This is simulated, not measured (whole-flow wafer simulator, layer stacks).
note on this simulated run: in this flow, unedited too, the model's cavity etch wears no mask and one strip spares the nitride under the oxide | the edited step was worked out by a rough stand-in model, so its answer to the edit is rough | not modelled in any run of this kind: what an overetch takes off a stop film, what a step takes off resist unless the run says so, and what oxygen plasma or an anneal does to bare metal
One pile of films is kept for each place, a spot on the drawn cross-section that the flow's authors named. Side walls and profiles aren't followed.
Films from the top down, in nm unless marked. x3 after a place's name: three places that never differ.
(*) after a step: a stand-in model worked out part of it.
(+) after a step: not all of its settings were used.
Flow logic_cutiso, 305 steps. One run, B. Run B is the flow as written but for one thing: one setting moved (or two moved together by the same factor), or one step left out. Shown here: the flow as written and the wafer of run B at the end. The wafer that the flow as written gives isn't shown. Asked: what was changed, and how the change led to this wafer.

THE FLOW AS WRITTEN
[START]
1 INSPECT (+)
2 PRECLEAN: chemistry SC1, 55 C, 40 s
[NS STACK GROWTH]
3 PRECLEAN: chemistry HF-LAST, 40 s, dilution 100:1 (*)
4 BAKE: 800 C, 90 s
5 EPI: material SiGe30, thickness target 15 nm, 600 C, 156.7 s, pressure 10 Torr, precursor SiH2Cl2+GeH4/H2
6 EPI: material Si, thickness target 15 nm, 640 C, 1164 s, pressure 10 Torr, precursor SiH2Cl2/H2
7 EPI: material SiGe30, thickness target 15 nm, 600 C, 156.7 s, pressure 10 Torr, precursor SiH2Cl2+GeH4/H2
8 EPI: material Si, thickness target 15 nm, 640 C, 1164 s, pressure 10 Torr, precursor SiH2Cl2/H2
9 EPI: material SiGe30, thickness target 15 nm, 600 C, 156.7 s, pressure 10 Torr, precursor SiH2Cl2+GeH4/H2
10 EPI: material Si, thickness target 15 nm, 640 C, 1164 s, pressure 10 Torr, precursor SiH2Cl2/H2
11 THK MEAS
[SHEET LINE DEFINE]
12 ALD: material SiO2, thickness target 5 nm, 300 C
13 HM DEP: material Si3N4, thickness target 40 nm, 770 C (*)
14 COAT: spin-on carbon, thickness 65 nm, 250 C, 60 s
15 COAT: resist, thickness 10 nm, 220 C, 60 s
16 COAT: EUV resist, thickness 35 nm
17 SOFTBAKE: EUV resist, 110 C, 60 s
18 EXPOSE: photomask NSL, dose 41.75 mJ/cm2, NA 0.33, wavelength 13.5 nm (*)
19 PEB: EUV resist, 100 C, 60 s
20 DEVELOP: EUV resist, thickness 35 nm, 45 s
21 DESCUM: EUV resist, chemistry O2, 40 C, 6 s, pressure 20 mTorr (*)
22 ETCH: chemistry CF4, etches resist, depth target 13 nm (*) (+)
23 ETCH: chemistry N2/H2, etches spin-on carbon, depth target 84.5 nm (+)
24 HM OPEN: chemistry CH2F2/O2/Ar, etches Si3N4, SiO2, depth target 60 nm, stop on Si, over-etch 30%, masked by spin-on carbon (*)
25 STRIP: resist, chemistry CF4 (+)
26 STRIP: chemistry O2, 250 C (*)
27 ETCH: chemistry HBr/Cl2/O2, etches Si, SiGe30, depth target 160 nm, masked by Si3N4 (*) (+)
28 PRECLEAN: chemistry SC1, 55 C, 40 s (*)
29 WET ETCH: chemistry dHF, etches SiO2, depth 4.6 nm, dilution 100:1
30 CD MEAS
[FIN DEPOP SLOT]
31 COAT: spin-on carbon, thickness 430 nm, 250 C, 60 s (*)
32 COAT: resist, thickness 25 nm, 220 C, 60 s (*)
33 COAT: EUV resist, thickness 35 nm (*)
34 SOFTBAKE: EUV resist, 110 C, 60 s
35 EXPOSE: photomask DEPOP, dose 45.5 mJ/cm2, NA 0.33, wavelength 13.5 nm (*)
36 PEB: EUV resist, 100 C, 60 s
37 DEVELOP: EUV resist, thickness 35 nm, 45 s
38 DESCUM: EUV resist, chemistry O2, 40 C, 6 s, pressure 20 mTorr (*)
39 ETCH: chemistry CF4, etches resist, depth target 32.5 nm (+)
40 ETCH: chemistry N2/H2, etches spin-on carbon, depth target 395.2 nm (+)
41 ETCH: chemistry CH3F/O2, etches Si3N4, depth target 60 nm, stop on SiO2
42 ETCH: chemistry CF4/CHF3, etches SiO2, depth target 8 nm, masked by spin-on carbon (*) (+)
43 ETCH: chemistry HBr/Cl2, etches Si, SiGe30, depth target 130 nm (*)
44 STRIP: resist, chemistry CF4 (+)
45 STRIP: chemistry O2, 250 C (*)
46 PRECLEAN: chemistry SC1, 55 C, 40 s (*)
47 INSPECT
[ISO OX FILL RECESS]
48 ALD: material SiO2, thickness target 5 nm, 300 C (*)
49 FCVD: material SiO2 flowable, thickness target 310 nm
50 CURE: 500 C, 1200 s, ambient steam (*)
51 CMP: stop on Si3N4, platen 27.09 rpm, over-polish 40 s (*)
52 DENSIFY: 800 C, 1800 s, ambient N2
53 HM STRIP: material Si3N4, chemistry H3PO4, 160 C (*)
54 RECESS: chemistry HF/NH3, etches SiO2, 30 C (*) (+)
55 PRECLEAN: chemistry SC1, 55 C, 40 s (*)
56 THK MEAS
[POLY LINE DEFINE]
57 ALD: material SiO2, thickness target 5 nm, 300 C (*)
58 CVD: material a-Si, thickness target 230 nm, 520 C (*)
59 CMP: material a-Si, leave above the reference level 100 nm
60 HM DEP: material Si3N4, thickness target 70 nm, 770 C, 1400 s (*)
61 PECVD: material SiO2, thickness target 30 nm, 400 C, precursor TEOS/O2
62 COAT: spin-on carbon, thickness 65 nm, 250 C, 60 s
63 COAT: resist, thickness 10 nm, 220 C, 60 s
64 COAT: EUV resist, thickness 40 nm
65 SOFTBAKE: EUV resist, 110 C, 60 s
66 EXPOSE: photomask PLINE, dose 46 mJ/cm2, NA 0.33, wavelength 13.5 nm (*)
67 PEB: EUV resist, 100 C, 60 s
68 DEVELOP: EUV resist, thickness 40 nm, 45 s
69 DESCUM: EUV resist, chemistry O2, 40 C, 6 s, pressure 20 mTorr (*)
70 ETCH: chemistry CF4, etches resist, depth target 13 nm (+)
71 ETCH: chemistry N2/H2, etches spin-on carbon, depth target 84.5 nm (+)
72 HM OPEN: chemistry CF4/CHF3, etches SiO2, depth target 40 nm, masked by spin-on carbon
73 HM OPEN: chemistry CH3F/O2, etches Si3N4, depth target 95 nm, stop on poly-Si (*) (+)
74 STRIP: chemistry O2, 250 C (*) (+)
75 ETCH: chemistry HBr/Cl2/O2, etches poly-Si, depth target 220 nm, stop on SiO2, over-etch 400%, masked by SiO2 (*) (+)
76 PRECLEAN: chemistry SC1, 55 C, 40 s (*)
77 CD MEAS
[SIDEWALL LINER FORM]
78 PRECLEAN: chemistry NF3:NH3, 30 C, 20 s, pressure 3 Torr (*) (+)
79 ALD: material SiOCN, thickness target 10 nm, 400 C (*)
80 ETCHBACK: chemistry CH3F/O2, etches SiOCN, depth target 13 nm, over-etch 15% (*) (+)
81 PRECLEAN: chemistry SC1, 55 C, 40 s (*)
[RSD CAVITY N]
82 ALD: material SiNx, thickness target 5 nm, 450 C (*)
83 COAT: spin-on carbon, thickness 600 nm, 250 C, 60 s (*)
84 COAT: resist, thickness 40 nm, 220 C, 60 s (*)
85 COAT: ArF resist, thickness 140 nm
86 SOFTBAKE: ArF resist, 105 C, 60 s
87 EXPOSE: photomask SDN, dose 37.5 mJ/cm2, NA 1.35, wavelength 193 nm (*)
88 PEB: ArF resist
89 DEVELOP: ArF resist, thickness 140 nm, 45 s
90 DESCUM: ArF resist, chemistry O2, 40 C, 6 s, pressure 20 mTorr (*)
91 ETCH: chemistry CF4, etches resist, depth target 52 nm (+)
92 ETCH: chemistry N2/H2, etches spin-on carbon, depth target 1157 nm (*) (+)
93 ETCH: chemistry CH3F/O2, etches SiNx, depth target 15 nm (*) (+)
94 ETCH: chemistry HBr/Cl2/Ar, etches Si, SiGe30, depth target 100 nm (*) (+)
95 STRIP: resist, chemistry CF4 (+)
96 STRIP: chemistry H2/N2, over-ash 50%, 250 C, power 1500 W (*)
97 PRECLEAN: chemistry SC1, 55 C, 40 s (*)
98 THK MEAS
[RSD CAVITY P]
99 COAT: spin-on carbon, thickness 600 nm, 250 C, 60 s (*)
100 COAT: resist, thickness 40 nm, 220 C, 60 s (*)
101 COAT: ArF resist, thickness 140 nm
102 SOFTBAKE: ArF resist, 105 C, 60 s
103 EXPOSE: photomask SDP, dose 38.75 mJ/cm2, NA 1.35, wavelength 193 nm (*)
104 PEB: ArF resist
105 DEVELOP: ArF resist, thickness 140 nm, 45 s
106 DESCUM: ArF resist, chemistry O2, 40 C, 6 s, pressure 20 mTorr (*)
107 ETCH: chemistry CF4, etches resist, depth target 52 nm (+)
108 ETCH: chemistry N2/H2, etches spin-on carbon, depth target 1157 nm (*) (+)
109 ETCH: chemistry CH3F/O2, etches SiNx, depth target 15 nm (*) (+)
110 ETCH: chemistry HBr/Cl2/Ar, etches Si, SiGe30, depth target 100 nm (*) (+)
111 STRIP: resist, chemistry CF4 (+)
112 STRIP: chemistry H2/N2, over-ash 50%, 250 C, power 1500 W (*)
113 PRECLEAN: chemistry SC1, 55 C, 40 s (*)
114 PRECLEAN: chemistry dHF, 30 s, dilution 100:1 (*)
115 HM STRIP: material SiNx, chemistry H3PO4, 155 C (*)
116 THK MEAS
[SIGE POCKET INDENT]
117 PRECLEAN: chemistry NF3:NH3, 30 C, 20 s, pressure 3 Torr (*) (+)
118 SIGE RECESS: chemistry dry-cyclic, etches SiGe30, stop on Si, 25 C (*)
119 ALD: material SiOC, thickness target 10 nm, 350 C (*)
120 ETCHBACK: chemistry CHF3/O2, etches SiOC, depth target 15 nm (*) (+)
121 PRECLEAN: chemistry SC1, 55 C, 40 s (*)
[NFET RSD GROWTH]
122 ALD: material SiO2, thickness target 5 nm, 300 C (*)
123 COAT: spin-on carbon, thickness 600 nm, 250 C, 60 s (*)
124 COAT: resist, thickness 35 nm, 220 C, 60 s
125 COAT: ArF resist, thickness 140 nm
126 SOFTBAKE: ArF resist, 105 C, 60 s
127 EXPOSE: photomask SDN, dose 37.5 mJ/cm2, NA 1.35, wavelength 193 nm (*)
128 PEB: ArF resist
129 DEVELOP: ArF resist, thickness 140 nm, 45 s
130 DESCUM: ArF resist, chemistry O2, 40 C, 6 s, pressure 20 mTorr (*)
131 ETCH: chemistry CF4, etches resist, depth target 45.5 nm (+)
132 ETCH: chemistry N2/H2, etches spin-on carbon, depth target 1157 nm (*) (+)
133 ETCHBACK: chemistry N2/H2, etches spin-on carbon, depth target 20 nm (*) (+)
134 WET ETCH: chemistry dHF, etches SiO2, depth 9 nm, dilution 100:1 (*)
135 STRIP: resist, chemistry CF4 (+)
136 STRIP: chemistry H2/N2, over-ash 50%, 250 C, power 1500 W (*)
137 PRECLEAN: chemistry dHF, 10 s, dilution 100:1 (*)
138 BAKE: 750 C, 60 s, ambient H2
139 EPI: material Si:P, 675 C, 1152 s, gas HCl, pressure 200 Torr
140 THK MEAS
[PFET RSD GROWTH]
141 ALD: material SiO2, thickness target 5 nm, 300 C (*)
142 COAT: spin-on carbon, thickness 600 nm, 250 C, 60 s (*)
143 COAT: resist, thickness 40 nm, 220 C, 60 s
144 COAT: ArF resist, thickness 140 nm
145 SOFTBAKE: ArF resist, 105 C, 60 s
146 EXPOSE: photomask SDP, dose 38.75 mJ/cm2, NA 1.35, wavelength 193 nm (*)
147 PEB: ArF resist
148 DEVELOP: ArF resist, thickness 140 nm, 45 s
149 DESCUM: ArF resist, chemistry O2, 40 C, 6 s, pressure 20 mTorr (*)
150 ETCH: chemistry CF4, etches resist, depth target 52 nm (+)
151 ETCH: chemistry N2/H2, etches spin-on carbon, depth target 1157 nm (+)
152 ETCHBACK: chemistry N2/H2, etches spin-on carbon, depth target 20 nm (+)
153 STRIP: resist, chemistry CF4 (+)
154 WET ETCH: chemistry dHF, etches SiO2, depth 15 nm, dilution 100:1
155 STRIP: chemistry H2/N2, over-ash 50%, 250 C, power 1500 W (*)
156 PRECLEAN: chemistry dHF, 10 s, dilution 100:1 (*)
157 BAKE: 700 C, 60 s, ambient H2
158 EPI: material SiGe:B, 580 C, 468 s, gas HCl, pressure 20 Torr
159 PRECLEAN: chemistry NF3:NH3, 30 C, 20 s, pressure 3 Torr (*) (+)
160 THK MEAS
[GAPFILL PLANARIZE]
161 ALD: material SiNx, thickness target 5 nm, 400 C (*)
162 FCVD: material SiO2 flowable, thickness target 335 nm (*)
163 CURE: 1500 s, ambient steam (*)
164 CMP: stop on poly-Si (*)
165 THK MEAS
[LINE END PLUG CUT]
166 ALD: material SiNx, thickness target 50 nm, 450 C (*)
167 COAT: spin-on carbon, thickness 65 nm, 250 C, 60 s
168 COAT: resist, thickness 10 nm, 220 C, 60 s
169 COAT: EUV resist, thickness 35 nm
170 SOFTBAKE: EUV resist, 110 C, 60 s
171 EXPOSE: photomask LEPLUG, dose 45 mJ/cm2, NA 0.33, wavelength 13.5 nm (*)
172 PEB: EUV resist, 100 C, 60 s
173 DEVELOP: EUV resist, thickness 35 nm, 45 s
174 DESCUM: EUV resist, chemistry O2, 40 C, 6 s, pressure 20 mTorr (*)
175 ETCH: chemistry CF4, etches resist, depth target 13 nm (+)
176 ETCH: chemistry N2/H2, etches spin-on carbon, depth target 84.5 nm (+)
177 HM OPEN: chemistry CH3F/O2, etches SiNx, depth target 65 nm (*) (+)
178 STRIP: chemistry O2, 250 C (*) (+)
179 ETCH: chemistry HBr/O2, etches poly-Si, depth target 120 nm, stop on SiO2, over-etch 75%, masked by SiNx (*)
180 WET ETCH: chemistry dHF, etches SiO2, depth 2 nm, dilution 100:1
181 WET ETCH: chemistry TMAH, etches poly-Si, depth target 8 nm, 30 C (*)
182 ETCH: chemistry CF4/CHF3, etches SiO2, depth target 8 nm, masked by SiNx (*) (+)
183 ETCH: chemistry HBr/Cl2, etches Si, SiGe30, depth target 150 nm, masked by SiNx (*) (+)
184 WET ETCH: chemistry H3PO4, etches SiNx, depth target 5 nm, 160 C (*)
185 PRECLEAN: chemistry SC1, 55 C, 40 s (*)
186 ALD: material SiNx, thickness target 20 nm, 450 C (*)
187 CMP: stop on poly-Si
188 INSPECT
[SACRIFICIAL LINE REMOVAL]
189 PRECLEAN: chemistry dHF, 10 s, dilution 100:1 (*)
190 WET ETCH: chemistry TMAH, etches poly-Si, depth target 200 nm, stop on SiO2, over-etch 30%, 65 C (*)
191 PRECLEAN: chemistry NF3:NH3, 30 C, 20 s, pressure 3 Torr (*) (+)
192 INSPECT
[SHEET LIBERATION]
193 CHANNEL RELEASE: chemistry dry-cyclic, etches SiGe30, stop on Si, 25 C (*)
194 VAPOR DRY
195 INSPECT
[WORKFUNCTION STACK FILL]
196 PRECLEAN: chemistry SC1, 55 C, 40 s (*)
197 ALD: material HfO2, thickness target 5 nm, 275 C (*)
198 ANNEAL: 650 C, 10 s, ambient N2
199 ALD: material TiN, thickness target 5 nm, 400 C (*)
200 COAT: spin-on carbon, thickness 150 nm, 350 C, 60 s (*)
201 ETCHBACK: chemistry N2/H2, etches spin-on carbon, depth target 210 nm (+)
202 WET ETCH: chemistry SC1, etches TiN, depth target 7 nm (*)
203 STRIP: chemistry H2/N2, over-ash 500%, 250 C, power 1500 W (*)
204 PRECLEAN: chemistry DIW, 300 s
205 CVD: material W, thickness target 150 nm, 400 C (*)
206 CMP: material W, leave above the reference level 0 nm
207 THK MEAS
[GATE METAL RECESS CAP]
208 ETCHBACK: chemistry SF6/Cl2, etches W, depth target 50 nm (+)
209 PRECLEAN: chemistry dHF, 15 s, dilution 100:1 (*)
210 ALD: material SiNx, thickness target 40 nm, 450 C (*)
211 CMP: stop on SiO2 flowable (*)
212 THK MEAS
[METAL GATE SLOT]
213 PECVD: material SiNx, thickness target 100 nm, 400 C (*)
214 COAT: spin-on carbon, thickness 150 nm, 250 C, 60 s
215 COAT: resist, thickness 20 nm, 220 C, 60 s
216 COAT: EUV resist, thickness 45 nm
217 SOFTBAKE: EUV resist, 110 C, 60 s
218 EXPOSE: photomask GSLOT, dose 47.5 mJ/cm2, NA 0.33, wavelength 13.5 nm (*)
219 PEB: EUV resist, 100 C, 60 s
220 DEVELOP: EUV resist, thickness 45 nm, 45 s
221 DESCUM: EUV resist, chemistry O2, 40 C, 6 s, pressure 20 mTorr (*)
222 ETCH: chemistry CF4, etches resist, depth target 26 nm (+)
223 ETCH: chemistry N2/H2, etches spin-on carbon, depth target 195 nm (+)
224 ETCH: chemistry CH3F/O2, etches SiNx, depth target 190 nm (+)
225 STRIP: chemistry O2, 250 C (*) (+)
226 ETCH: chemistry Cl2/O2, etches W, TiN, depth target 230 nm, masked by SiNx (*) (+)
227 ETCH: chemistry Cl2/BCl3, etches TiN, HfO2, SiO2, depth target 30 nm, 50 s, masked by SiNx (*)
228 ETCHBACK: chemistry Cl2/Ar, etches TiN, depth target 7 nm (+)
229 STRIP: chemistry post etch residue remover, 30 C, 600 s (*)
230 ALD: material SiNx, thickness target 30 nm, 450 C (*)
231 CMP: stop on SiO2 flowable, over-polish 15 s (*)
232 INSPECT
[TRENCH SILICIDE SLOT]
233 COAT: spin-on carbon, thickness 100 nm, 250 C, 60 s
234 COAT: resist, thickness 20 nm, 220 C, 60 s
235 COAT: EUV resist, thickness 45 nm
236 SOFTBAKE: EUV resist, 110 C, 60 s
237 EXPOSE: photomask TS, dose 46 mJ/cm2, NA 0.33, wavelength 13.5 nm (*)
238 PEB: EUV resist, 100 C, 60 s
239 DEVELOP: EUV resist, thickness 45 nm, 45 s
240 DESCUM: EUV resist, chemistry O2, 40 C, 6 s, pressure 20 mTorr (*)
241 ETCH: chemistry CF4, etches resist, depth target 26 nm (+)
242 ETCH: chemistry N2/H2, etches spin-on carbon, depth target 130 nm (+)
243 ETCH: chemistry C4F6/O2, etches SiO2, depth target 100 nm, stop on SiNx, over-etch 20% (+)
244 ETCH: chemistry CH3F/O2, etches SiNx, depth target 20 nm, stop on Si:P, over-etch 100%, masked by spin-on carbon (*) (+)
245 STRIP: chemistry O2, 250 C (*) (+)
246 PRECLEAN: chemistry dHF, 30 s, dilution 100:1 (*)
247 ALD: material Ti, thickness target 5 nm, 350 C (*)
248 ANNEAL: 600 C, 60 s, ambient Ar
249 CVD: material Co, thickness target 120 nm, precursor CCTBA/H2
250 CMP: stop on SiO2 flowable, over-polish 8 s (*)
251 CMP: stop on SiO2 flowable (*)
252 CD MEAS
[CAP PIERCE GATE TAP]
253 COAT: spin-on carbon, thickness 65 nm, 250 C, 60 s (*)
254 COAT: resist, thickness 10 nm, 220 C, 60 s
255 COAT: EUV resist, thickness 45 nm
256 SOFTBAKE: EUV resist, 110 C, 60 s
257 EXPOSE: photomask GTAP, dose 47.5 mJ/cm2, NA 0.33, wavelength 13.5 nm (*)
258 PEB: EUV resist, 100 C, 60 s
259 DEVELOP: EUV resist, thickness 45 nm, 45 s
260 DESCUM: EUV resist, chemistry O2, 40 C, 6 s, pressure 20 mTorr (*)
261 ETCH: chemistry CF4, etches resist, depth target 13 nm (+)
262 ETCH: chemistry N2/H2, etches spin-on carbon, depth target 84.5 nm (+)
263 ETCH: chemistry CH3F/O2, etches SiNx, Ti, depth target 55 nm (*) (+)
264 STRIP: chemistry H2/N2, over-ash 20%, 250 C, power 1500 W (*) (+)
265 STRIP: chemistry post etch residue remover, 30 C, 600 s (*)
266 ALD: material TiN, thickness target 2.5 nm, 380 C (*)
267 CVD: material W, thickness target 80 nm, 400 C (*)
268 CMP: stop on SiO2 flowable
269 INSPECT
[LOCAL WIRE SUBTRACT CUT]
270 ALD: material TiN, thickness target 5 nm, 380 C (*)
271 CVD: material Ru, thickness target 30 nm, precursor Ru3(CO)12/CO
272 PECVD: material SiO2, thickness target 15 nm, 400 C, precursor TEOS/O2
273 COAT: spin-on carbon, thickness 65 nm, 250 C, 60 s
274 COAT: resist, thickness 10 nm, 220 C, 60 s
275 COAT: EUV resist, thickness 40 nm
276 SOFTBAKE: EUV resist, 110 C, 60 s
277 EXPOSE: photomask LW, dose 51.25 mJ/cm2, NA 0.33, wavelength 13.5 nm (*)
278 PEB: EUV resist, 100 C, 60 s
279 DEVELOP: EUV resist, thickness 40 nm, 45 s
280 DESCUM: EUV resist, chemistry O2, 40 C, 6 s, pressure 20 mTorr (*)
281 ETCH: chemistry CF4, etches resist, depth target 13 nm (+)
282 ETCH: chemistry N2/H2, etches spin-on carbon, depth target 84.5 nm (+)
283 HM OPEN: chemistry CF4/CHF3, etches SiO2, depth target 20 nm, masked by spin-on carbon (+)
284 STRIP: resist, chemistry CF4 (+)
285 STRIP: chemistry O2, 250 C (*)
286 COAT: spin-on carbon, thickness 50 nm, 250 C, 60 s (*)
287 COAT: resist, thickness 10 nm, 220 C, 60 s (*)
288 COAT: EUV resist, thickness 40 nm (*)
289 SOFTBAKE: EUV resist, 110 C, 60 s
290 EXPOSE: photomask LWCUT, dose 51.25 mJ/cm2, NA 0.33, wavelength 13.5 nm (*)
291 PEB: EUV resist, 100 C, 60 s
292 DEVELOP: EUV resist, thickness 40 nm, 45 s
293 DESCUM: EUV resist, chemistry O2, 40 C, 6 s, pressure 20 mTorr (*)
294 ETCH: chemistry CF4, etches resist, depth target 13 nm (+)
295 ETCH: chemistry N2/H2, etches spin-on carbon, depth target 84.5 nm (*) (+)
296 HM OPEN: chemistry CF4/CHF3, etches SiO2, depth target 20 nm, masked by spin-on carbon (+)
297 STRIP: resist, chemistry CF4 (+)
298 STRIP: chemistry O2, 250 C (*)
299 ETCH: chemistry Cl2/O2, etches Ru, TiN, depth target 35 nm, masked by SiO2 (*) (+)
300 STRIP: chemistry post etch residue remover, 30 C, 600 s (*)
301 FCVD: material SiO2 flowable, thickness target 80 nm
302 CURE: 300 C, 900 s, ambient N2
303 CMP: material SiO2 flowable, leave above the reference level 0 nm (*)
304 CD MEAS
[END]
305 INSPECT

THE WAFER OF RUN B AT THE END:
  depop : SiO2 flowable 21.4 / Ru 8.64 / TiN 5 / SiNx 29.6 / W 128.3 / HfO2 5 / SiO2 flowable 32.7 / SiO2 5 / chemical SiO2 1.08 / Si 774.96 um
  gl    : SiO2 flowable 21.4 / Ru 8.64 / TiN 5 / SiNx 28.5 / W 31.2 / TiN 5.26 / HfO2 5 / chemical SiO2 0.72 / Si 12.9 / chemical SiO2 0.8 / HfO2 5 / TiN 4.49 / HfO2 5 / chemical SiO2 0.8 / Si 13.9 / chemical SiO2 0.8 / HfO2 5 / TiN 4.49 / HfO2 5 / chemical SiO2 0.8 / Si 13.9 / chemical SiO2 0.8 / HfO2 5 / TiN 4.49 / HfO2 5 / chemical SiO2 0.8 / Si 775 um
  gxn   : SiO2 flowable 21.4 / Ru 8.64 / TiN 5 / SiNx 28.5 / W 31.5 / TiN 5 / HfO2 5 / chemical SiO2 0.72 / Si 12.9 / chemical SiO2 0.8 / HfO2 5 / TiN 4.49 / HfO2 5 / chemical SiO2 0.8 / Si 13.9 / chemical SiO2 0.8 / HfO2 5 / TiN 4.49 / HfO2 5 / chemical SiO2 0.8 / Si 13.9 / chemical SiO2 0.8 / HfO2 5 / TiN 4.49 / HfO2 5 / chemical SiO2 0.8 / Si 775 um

The cause: step 299, ETCH: depth target 21 nm was run, where the flow has depth target 35 nm.

How the change led to this, step by step:
  299 ETCH: chemistry Cl2/O2, etches Ru, TiN, depth target 35 nm, masked by SiO2 (*) (+)
      depop, dpovl, gfld and 15 more: Ru -21 (as written it would be: Ru -29.6 (all of it), TiN -5 (all of it))
  301 FCVD: material SiO2 flowable, thickness target 80 nm
      iso, rsdx: SiO2 flowable +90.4 (new film) (as written it would be: SiO2 flowable +94.2)
      gfld, gl, glp, gxf, gxn, gxp, plug: SiO2 flowable +90.4 (new film) (as written it would be: SiO2 flowable +94.4 (new film))
      (and at 8 more places)
  303 CMP: material SiO2 flowable, leave above the reference level 0 nm (*)
      gfld, gl, glp and 10 more: SiO2 flowable -69 (as written it would be: SiO2 flowable -59.2)
      depop, dpovl, isow, ns, nsgap: SiO2 flowable -58.6 (as written it would be: SiO2 flowable -44.7)
      (and at 4 more places)
Counting metal films that touch as one body, depop has 2 bodies (between them, from the top down: SiNx 29.6); the flow as written gives 1 body.
Counting metal films that touch as one body, gl has 5 bodies (between them, from the top down: SiNx 28.5; HfO2 5 / chemical SiO2 0.72 / Si 12.9 / chemical SiO2 0.8 / HfO2 5; HfO2 5 / chemical SiO2 0.8 / Si 13.9 / chemical SiO2 0.8 / HfO2 5; HfO2 5 / chemical SiO2 0.8 / Si 13.9 / chemical SiO2 0.8 / HfO2 5); the flow as written gives 4 bodies (between them, from the top down: HfO2 5 / chemical SiO2 0.72 / Si 12.9 / chemical SiO2 0.8 / HfO2 5; HfO2 5 / chemical SiO2 0.8 / Si 13.9 / chemical SiO2 0.8 / HfO2 5; HfO2 5 / chemical SiO2 0.8 / Si 13.9 / chemical SiO2 0.8 / HfO2 5).
Counting metal films that touch as one body, gxn has 5 bodies (between them, from the top down: SiNx 28.5; HfO2 5 / chemical SiO2 0.72 / Si 12.9 / chemical SiO2 0.8 / HfO2 5; HfO2 5 / chemical SiO2 0.8 / Si 13.9 / chemical SiO2 0.8 / HfO2 5; HfO2 5 / chemical SiO2 0.8 / Si 13.9 / chemical SiO2 0.8 / HfO2 5); the flow as written gives 4 bodies (between them, from the top down: HfO2 5 / chemical SiO2 0.72 / Si 12.9 / chemical SiO2 0.8 / HfO2 5; HfO2 5 / chemical SiO2 0.8 / Si 13.9 / chemical SiO2 0.8 / HfO2 5; HfO2 5 / chemical SiO2 0.8 / Si 13.9 / chemical SiO2 0.8 / HfO2 5).
